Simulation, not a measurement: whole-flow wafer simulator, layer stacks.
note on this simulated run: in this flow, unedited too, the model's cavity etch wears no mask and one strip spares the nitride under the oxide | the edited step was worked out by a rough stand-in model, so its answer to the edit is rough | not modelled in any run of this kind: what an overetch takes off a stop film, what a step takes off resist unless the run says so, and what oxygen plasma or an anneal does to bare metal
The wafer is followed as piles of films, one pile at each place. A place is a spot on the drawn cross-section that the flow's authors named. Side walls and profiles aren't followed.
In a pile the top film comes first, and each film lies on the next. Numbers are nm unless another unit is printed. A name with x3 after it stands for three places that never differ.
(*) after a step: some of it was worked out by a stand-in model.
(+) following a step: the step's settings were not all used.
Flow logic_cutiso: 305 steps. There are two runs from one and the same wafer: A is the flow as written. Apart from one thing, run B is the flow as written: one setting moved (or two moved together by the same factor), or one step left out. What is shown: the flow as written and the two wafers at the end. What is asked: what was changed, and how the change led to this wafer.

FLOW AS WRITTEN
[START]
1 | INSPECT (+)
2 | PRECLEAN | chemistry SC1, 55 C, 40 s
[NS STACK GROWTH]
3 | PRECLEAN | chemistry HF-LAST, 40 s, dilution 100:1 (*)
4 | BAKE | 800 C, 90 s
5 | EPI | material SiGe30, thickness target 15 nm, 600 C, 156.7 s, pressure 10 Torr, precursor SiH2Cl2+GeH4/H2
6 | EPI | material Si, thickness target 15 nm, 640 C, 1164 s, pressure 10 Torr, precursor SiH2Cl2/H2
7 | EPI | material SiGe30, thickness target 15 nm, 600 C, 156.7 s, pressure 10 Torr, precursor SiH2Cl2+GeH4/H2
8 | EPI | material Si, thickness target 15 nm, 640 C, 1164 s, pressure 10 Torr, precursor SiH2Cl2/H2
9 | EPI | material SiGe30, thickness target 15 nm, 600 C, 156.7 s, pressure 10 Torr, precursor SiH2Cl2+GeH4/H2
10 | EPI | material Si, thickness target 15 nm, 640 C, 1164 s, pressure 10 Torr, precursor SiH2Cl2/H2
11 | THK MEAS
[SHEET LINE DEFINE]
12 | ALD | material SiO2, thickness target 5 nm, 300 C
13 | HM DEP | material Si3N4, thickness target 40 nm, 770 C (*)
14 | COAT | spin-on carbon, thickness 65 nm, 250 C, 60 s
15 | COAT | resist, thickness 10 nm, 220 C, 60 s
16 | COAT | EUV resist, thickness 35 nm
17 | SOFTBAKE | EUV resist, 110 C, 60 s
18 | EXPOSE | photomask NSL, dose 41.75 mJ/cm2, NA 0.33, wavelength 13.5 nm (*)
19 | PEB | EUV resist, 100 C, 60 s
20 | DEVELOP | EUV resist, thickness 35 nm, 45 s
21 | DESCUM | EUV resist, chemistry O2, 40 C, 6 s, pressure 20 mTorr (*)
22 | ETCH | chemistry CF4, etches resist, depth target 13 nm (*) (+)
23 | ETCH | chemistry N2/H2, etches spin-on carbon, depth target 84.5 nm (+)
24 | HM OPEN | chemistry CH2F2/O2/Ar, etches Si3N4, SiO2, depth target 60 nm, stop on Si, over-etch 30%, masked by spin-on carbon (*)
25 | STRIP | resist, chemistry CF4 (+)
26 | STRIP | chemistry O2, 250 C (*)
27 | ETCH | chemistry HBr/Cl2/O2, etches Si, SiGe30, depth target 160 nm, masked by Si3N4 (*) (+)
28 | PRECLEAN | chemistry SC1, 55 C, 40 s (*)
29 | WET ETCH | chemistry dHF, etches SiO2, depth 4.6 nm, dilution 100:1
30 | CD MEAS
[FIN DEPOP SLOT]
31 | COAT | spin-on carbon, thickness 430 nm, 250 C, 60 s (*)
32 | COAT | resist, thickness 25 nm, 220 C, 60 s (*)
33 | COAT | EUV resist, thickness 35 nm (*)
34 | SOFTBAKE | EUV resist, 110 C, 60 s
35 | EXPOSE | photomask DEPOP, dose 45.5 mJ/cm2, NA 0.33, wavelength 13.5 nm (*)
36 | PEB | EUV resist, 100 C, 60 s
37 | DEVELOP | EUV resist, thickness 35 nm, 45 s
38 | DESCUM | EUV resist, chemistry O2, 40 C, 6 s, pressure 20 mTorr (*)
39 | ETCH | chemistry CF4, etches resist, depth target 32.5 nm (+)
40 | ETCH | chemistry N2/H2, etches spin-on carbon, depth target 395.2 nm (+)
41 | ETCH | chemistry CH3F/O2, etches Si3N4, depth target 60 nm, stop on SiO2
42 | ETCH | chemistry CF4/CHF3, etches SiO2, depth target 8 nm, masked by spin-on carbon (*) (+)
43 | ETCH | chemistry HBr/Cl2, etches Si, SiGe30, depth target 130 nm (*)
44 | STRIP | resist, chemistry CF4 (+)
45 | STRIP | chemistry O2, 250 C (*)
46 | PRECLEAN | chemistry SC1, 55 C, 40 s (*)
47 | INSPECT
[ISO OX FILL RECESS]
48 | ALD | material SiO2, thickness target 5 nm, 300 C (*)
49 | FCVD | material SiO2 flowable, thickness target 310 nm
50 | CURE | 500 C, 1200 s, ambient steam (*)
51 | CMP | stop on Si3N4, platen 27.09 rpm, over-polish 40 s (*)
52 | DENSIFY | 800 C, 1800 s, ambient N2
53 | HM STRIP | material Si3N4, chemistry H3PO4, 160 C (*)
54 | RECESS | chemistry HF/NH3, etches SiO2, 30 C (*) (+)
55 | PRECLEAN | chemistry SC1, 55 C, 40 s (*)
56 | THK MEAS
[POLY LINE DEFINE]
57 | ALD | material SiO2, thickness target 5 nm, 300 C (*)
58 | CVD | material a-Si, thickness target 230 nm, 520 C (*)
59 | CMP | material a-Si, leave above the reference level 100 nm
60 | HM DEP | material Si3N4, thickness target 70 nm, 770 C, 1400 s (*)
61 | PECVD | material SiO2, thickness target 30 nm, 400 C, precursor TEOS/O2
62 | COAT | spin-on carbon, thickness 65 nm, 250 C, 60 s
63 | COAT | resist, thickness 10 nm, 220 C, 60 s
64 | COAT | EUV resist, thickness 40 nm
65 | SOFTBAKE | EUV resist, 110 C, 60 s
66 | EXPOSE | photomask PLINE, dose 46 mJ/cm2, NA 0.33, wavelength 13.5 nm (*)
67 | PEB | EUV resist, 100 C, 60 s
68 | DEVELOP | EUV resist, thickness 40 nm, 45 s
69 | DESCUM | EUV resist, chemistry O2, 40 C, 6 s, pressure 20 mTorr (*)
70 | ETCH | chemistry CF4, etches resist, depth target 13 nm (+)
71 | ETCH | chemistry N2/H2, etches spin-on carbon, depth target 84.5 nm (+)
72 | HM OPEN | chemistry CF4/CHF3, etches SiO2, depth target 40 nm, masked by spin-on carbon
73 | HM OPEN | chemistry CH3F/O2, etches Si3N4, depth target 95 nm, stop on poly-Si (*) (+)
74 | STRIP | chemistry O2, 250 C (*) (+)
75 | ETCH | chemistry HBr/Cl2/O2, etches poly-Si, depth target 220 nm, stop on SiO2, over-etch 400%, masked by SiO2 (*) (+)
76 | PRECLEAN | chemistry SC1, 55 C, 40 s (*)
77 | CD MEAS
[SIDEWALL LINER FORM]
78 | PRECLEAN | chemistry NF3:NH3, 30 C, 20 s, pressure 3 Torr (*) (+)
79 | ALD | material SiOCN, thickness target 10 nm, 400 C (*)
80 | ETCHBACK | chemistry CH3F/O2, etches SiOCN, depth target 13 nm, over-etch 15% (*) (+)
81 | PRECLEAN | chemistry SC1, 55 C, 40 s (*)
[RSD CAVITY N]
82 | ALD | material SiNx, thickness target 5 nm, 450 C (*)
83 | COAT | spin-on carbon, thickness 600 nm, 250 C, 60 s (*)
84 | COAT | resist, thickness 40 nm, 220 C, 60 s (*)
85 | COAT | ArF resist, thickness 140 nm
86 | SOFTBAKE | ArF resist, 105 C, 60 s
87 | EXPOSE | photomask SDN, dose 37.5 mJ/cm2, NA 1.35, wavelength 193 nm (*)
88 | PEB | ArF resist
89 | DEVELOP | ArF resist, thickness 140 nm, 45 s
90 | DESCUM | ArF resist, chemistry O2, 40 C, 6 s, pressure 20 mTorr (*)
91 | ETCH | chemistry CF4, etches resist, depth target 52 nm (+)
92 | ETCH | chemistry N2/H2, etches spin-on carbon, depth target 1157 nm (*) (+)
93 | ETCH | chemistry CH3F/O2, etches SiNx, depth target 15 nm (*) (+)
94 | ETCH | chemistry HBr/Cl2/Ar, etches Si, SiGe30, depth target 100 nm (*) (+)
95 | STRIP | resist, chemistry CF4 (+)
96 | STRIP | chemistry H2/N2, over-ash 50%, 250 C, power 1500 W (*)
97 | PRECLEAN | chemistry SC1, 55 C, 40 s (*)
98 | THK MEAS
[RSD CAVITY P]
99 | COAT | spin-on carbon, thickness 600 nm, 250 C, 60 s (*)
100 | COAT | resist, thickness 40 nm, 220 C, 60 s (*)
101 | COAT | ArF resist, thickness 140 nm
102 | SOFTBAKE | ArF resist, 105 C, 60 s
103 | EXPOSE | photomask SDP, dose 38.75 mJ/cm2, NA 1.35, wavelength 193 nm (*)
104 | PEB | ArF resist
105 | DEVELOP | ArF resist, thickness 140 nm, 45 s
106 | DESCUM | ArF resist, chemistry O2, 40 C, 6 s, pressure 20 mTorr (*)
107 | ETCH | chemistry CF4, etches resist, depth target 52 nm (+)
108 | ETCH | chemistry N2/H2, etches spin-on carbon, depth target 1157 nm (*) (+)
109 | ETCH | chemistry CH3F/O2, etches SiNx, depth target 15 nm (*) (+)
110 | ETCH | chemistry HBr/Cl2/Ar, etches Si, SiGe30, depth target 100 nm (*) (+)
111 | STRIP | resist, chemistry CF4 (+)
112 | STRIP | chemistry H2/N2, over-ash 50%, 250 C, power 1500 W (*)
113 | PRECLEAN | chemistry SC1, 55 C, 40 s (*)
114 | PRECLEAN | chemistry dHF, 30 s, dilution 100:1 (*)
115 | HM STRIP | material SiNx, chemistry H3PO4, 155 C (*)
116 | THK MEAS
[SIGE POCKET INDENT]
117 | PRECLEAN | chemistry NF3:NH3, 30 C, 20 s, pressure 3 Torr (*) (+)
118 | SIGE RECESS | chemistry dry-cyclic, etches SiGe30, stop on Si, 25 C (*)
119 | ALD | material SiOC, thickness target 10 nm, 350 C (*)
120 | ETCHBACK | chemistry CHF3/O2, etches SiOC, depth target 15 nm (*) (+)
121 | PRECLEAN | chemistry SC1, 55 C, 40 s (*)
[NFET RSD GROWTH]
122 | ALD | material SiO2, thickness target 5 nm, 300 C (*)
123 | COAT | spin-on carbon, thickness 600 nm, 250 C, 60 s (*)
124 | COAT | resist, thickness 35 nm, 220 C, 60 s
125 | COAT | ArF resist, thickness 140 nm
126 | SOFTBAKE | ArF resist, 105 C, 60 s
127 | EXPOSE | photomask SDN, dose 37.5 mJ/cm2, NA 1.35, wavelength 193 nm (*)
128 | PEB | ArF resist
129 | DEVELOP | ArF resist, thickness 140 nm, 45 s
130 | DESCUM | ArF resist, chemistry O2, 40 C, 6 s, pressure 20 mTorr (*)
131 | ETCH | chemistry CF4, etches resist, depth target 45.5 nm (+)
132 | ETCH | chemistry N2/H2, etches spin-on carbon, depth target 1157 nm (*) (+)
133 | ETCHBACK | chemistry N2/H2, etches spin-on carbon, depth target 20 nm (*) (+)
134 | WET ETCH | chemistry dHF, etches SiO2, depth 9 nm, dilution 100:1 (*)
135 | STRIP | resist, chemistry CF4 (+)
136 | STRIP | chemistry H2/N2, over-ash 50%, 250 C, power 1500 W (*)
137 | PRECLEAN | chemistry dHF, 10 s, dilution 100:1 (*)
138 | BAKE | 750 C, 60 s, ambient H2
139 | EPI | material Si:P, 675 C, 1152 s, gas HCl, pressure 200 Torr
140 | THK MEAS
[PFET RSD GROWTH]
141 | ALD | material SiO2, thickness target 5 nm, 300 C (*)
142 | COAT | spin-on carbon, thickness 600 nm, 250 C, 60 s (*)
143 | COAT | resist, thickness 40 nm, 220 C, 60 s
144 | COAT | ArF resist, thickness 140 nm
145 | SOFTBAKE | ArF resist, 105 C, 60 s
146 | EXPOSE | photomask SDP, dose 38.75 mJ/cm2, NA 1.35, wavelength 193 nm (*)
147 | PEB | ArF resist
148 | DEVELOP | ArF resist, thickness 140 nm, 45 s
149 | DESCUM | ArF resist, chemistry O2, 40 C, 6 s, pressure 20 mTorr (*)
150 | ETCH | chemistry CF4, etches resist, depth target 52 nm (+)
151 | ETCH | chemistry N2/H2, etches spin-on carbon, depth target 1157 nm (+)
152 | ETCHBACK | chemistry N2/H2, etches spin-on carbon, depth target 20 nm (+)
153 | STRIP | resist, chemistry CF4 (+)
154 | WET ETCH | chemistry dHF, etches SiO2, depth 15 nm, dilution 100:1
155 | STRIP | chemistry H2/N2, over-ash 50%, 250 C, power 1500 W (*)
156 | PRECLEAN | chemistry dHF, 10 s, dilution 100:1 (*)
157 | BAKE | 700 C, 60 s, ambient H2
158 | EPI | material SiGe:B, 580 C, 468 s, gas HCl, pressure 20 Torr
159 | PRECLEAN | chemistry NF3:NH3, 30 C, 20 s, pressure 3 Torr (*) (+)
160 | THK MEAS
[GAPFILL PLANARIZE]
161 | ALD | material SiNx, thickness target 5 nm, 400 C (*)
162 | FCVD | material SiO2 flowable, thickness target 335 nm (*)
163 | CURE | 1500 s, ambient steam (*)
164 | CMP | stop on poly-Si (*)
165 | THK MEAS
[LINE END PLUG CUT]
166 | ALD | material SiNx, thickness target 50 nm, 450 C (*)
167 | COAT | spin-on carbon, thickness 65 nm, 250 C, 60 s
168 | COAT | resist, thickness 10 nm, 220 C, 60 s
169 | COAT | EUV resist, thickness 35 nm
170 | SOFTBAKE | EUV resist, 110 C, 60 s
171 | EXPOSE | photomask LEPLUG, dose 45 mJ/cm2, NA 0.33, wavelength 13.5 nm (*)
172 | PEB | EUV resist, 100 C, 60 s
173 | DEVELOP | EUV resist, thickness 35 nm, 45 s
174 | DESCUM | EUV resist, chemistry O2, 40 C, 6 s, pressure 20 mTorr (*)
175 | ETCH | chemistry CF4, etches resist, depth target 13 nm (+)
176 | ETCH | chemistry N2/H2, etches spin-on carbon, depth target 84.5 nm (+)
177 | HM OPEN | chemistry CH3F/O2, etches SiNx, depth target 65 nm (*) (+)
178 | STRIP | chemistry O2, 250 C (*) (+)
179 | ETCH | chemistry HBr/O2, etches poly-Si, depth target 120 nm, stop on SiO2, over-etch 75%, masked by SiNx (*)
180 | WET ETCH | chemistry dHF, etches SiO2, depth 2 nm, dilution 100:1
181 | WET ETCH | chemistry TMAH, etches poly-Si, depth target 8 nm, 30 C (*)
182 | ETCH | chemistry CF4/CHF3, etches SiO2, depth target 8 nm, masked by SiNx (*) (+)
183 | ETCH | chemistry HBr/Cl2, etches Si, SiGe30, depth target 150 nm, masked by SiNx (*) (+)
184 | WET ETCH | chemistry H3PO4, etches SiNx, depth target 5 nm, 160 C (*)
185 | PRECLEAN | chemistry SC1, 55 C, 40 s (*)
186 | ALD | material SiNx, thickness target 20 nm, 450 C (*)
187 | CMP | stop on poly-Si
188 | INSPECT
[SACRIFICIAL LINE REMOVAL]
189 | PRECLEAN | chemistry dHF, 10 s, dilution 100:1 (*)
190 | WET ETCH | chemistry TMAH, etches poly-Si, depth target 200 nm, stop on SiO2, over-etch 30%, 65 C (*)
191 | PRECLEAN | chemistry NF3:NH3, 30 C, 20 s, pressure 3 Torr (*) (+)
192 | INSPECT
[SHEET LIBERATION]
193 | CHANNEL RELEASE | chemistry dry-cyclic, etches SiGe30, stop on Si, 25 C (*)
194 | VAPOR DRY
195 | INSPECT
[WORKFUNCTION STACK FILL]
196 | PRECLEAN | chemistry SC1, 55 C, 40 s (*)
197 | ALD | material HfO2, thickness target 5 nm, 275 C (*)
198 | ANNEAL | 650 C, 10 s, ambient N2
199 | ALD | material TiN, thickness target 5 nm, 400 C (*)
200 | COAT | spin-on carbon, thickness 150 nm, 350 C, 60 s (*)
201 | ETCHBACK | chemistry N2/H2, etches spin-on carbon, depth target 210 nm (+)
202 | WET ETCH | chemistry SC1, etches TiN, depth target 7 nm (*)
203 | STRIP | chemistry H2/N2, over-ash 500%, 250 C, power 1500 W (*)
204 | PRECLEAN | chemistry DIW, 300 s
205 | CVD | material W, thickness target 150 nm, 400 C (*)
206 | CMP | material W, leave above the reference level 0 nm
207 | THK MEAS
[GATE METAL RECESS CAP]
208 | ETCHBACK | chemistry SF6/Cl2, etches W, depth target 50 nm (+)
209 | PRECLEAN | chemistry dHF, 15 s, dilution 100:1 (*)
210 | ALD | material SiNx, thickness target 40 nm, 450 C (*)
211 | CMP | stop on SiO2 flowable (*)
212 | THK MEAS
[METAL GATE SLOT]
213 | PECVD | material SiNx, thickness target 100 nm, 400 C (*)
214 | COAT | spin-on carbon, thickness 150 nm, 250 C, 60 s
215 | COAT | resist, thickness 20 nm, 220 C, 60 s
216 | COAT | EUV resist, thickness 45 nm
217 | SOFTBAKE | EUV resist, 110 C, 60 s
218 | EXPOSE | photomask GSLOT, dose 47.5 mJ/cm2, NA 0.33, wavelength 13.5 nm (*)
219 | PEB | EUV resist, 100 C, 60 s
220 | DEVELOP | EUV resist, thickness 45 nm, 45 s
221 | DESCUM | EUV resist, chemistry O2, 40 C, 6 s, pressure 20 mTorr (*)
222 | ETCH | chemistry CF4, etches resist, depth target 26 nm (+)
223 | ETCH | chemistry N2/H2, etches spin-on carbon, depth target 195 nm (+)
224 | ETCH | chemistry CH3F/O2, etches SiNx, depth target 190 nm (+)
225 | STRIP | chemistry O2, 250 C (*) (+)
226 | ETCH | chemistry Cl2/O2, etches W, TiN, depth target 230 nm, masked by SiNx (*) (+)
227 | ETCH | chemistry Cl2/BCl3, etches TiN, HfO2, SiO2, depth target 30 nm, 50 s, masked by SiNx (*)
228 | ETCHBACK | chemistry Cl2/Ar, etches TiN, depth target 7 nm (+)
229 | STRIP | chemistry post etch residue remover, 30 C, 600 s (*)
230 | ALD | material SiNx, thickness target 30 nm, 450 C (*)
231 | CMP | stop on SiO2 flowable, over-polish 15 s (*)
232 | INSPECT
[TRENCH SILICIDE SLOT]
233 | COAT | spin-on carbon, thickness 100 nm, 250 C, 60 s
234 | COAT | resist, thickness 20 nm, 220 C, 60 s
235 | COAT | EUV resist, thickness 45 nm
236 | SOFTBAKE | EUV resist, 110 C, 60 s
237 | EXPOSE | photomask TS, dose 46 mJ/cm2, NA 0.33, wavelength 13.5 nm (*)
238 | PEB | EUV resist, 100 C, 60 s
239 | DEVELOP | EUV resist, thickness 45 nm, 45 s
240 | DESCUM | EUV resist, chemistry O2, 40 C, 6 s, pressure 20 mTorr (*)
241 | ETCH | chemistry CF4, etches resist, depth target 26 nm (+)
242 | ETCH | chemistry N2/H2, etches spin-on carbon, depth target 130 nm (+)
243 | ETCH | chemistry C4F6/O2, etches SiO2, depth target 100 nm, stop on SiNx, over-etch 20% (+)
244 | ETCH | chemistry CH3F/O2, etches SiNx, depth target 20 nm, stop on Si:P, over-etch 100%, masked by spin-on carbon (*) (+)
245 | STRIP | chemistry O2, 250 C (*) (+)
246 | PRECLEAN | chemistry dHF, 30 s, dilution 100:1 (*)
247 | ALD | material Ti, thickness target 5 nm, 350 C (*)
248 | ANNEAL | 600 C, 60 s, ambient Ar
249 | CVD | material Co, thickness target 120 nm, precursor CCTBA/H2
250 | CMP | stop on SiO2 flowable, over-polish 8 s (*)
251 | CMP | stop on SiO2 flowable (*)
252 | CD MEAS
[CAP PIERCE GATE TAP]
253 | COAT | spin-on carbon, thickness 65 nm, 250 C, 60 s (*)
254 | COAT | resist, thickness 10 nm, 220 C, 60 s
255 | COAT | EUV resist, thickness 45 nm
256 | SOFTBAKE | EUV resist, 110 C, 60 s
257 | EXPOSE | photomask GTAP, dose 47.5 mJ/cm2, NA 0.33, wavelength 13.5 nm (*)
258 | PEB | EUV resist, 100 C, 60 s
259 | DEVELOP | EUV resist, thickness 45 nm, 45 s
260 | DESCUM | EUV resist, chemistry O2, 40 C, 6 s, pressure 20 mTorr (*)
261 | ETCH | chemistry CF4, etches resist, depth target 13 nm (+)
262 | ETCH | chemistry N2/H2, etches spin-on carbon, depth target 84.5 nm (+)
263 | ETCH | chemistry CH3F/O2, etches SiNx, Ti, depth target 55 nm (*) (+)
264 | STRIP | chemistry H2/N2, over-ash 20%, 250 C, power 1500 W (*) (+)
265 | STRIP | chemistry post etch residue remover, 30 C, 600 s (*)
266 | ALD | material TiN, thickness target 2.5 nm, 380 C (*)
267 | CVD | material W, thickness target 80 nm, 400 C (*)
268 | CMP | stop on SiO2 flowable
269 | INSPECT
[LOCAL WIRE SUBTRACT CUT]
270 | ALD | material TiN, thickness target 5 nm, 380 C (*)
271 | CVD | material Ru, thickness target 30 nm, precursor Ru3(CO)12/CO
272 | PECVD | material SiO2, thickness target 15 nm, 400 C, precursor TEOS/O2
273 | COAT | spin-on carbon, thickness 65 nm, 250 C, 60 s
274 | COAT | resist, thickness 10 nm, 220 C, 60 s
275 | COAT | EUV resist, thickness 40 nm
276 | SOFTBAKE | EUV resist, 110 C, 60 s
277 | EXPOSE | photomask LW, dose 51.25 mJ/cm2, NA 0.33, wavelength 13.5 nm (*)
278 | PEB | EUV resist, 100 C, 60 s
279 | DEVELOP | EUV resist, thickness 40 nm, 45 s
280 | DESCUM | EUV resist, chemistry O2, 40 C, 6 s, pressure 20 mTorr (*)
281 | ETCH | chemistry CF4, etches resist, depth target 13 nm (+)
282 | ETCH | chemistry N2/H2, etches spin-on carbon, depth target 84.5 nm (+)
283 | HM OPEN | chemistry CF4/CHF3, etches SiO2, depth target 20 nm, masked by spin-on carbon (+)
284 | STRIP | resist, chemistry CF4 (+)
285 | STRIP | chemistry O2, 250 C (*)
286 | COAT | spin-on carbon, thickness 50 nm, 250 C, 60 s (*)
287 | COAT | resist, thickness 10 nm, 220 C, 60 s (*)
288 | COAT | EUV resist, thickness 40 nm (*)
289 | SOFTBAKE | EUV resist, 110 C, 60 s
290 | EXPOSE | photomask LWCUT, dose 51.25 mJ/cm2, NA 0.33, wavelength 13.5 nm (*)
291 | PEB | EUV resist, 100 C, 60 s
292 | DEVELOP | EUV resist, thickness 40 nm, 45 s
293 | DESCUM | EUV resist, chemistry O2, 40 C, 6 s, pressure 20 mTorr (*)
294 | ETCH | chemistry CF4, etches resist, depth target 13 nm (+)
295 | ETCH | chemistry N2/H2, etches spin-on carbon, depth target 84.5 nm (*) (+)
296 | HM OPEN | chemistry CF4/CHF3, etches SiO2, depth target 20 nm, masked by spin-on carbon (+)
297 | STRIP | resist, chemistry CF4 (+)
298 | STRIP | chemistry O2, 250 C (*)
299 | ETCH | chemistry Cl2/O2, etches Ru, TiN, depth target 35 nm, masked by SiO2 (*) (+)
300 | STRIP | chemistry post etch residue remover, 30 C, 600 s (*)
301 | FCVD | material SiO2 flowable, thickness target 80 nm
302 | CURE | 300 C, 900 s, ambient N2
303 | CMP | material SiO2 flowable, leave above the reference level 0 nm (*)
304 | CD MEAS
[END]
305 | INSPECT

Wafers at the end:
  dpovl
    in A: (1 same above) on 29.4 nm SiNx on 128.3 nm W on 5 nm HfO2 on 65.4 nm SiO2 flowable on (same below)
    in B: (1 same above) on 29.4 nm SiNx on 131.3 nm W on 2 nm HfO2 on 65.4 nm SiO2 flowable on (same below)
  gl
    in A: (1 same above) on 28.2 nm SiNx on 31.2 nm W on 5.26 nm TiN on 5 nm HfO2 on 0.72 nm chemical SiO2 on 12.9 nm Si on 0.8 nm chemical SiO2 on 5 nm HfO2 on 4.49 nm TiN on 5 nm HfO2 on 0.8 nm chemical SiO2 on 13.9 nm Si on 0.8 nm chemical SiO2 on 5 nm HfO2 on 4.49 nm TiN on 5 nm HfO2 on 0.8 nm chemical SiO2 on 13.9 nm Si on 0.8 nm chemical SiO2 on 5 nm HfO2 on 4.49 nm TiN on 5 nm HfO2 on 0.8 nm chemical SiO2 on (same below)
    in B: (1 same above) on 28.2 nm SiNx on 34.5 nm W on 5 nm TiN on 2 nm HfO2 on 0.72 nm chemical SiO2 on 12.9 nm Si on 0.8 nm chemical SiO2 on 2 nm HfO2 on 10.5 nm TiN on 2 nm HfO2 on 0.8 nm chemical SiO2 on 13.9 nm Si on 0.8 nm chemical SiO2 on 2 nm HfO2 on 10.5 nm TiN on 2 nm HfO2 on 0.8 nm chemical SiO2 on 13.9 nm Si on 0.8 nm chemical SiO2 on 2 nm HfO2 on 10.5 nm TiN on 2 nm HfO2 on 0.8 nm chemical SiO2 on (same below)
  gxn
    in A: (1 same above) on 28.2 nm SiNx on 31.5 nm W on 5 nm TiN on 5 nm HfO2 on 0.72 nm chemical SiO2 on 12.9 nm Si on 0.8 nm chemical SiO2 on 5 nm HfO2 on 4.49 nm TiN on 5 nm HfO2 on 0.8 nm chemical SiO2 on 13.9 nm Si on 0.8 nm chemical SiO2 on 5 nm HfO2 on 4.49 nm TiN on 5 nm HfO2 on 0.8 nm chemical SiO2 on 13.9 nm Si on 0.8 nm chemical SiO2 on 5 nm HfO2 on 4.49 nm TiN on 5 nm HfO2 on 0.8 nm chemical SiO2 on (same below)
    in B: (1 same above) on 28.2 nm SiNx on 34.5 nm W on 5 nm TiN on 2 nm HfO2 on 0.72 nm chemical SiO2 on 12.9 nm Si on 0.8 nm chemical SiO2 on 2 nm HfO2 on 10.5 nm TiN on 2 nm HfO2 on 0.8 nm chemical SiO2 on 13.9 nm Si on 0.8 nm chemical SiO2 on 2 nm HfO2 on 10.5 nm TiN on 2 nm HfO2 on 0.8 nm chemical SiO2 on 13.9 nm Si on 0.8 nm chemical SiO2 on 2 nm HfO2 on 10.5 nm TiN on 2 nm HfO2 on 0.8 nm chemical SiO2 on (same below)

The reason: step 197, ALD: thickness target 2 nm was run, whereas the flow has thickness target 5 nm.
The wafer lets one read it off: dpovl has HfO2 2, and step 197 as written asks for 5 nm.

How this came from the change, step by step:
  197 | ALD | material HfO2, thickness target 5 nm, 275 C (*)
      depop, dpovl, gfld and 12 more: A HfO2 gains 5 (new film) | B HfO2 gains 2 (new film)
      gl, glp, gxn, gxp, ns, tap: A HfO2 gains 5 (new film), HfO2 gains 5 (new film), cavity loses 10, HfO2 gains 5 (new film), HfO2 gains 5 (new film), cavity loses 10, HfO2 gains 5 (new film), HfO2 gains 5 (new film), cavity loses 10, HfO2 gains 5 (new film) | B HfO2 gains 2 (new film), HfO2 gains 2 (new film), cavity loses 4, HfO2 gains 2 (new film), HfO2 gains 2 (new film), cavity loses 4, HfO2 gains 2 (new film), HfO2 gains 2 (new film), cavity loses 4, HfO2 gains 2 (new film)
      (as well as at 1 more place)
  199 | ALD | material TiN, thickness target 5 nm, 400 C (*)
      gl, glp, tap: A TiN gains 5.26 (new film), TiN gains 4.49 (new film), cavity loses 4.49 (all of it), TiN gains 4.49 (new film), cavity loses 4.49 (all of it), TiN gains 4.49 (new film), cavity loses 4.49 (all of it) | B TiN gains 5 (new film), TiN gains 10.5 (new film), cavity loses 10.5 (all of it), TiN gains 10.5 (new film), cavity loses 10.5 (all of it), TiN gains 10.5 (new film), cavity loses 10.5 (all of it)
      gxn, gxp, ns: A TiN gains 5 (new film), TiN gains 4.49 (new film), cavity loses 4.49 (all of it), TiN gains 4.49 (new film), cavity loses 4.49 (all of it), TiN gains 4.49 (new film), cavity loses 4.49 (all of it) | B TiN gains 5 (new film), TiN gains 10.5 (new film), cavity loses 10.5 (all of it), TiN gains 10.5 (new film), cavity loses 10.5 (all of it), TiN gains 10.5 (new film), cavity loses 10.5 (all of it)
      (as well as at 2 more places)
  200 | COAT | spin-on carbon, thickness 150 nm, 350 C, 60 s (*)
      gl, glp: A spin-on carbon gains 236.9 (new film) | B spin-on carbon gains 228 (new film)
      gxn, gxp: A spin-on carbon gains 236.9 (new film) | B spin-on carbon gains 227.5 (new film)
      (as well as at 18 more places)
  201 | ETCHBACK | chemistry N2/H2, etches spin-on carbon, depth target 210 nm (+)
      lnr, lnrp: A spin-on carbon loses 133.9 (all of it) | B spin-on carbon loses 125.1 (all of it)
      rsdn, rsdw: A spin-on carbon loses 145.8 (all of it) | B spin-on carbon loses 136.7 (all of it)
      (as well as at 11 more places)
  203 | STRIP | chemistry H2/N2, over-ash 500%, 250 C, power 1500 W (*)
      gl, glp: A spin-on carbon loses 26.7 (all of it) | B spin-on carbon loses 17.8 (all of it)
      gxn, gxp: A spin-on carbon loses 26.8 (all of it) | B spin-on carbon loses 17.4 (all of it)
      (as well as at 3 more places)
  206 | CMP | material W, leave above the reference level 0 nm
      lnr, lnri, lnrp, lnrt: A W loses 150 (all of it), HfO2 loses 5 (all of it), SiOCN loses 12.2 | B W loses 150 (all of it), HfO2 loses 2 (all of it), SiOCN loses 12.2
      rsdn, rsdp, rsdw, rsdx: A W loses 162.2 (all of it), HfO2 loses 5 (all of it) | B W loses 162.2 (all of it), HfO2 loses 2 (all of it)
      (as well as at 2 more places)
  226 | ETCH | chemistry Cl2/O2, etches W, TiN, depth target 230 nm, masked by SiNx (*) (+)
      depop, dpovl, gl and 18 more: A SiNx loses 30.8 | B SiNx loses 31.5
      gfld: A W loses 115.4 (all of it), TiN loses 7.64 (all of it), HfO2 loses 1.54 | B W loses 121.1 (all of it), TiN loses 5 (all of it), HfO2 loses 1.58
  227 | ETCH | chemistry Cl2/BCl3, etches TiN, HfO2, SiO2, depth target 30 nm, 50 s, masked by SiNx (*)
      gfld: A HfO2 loses 3.46 (all of it), SiO2 flowable loses 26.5 | B HfO2 loses 0.42 (all of it), SiO2 flowable loses 29.6
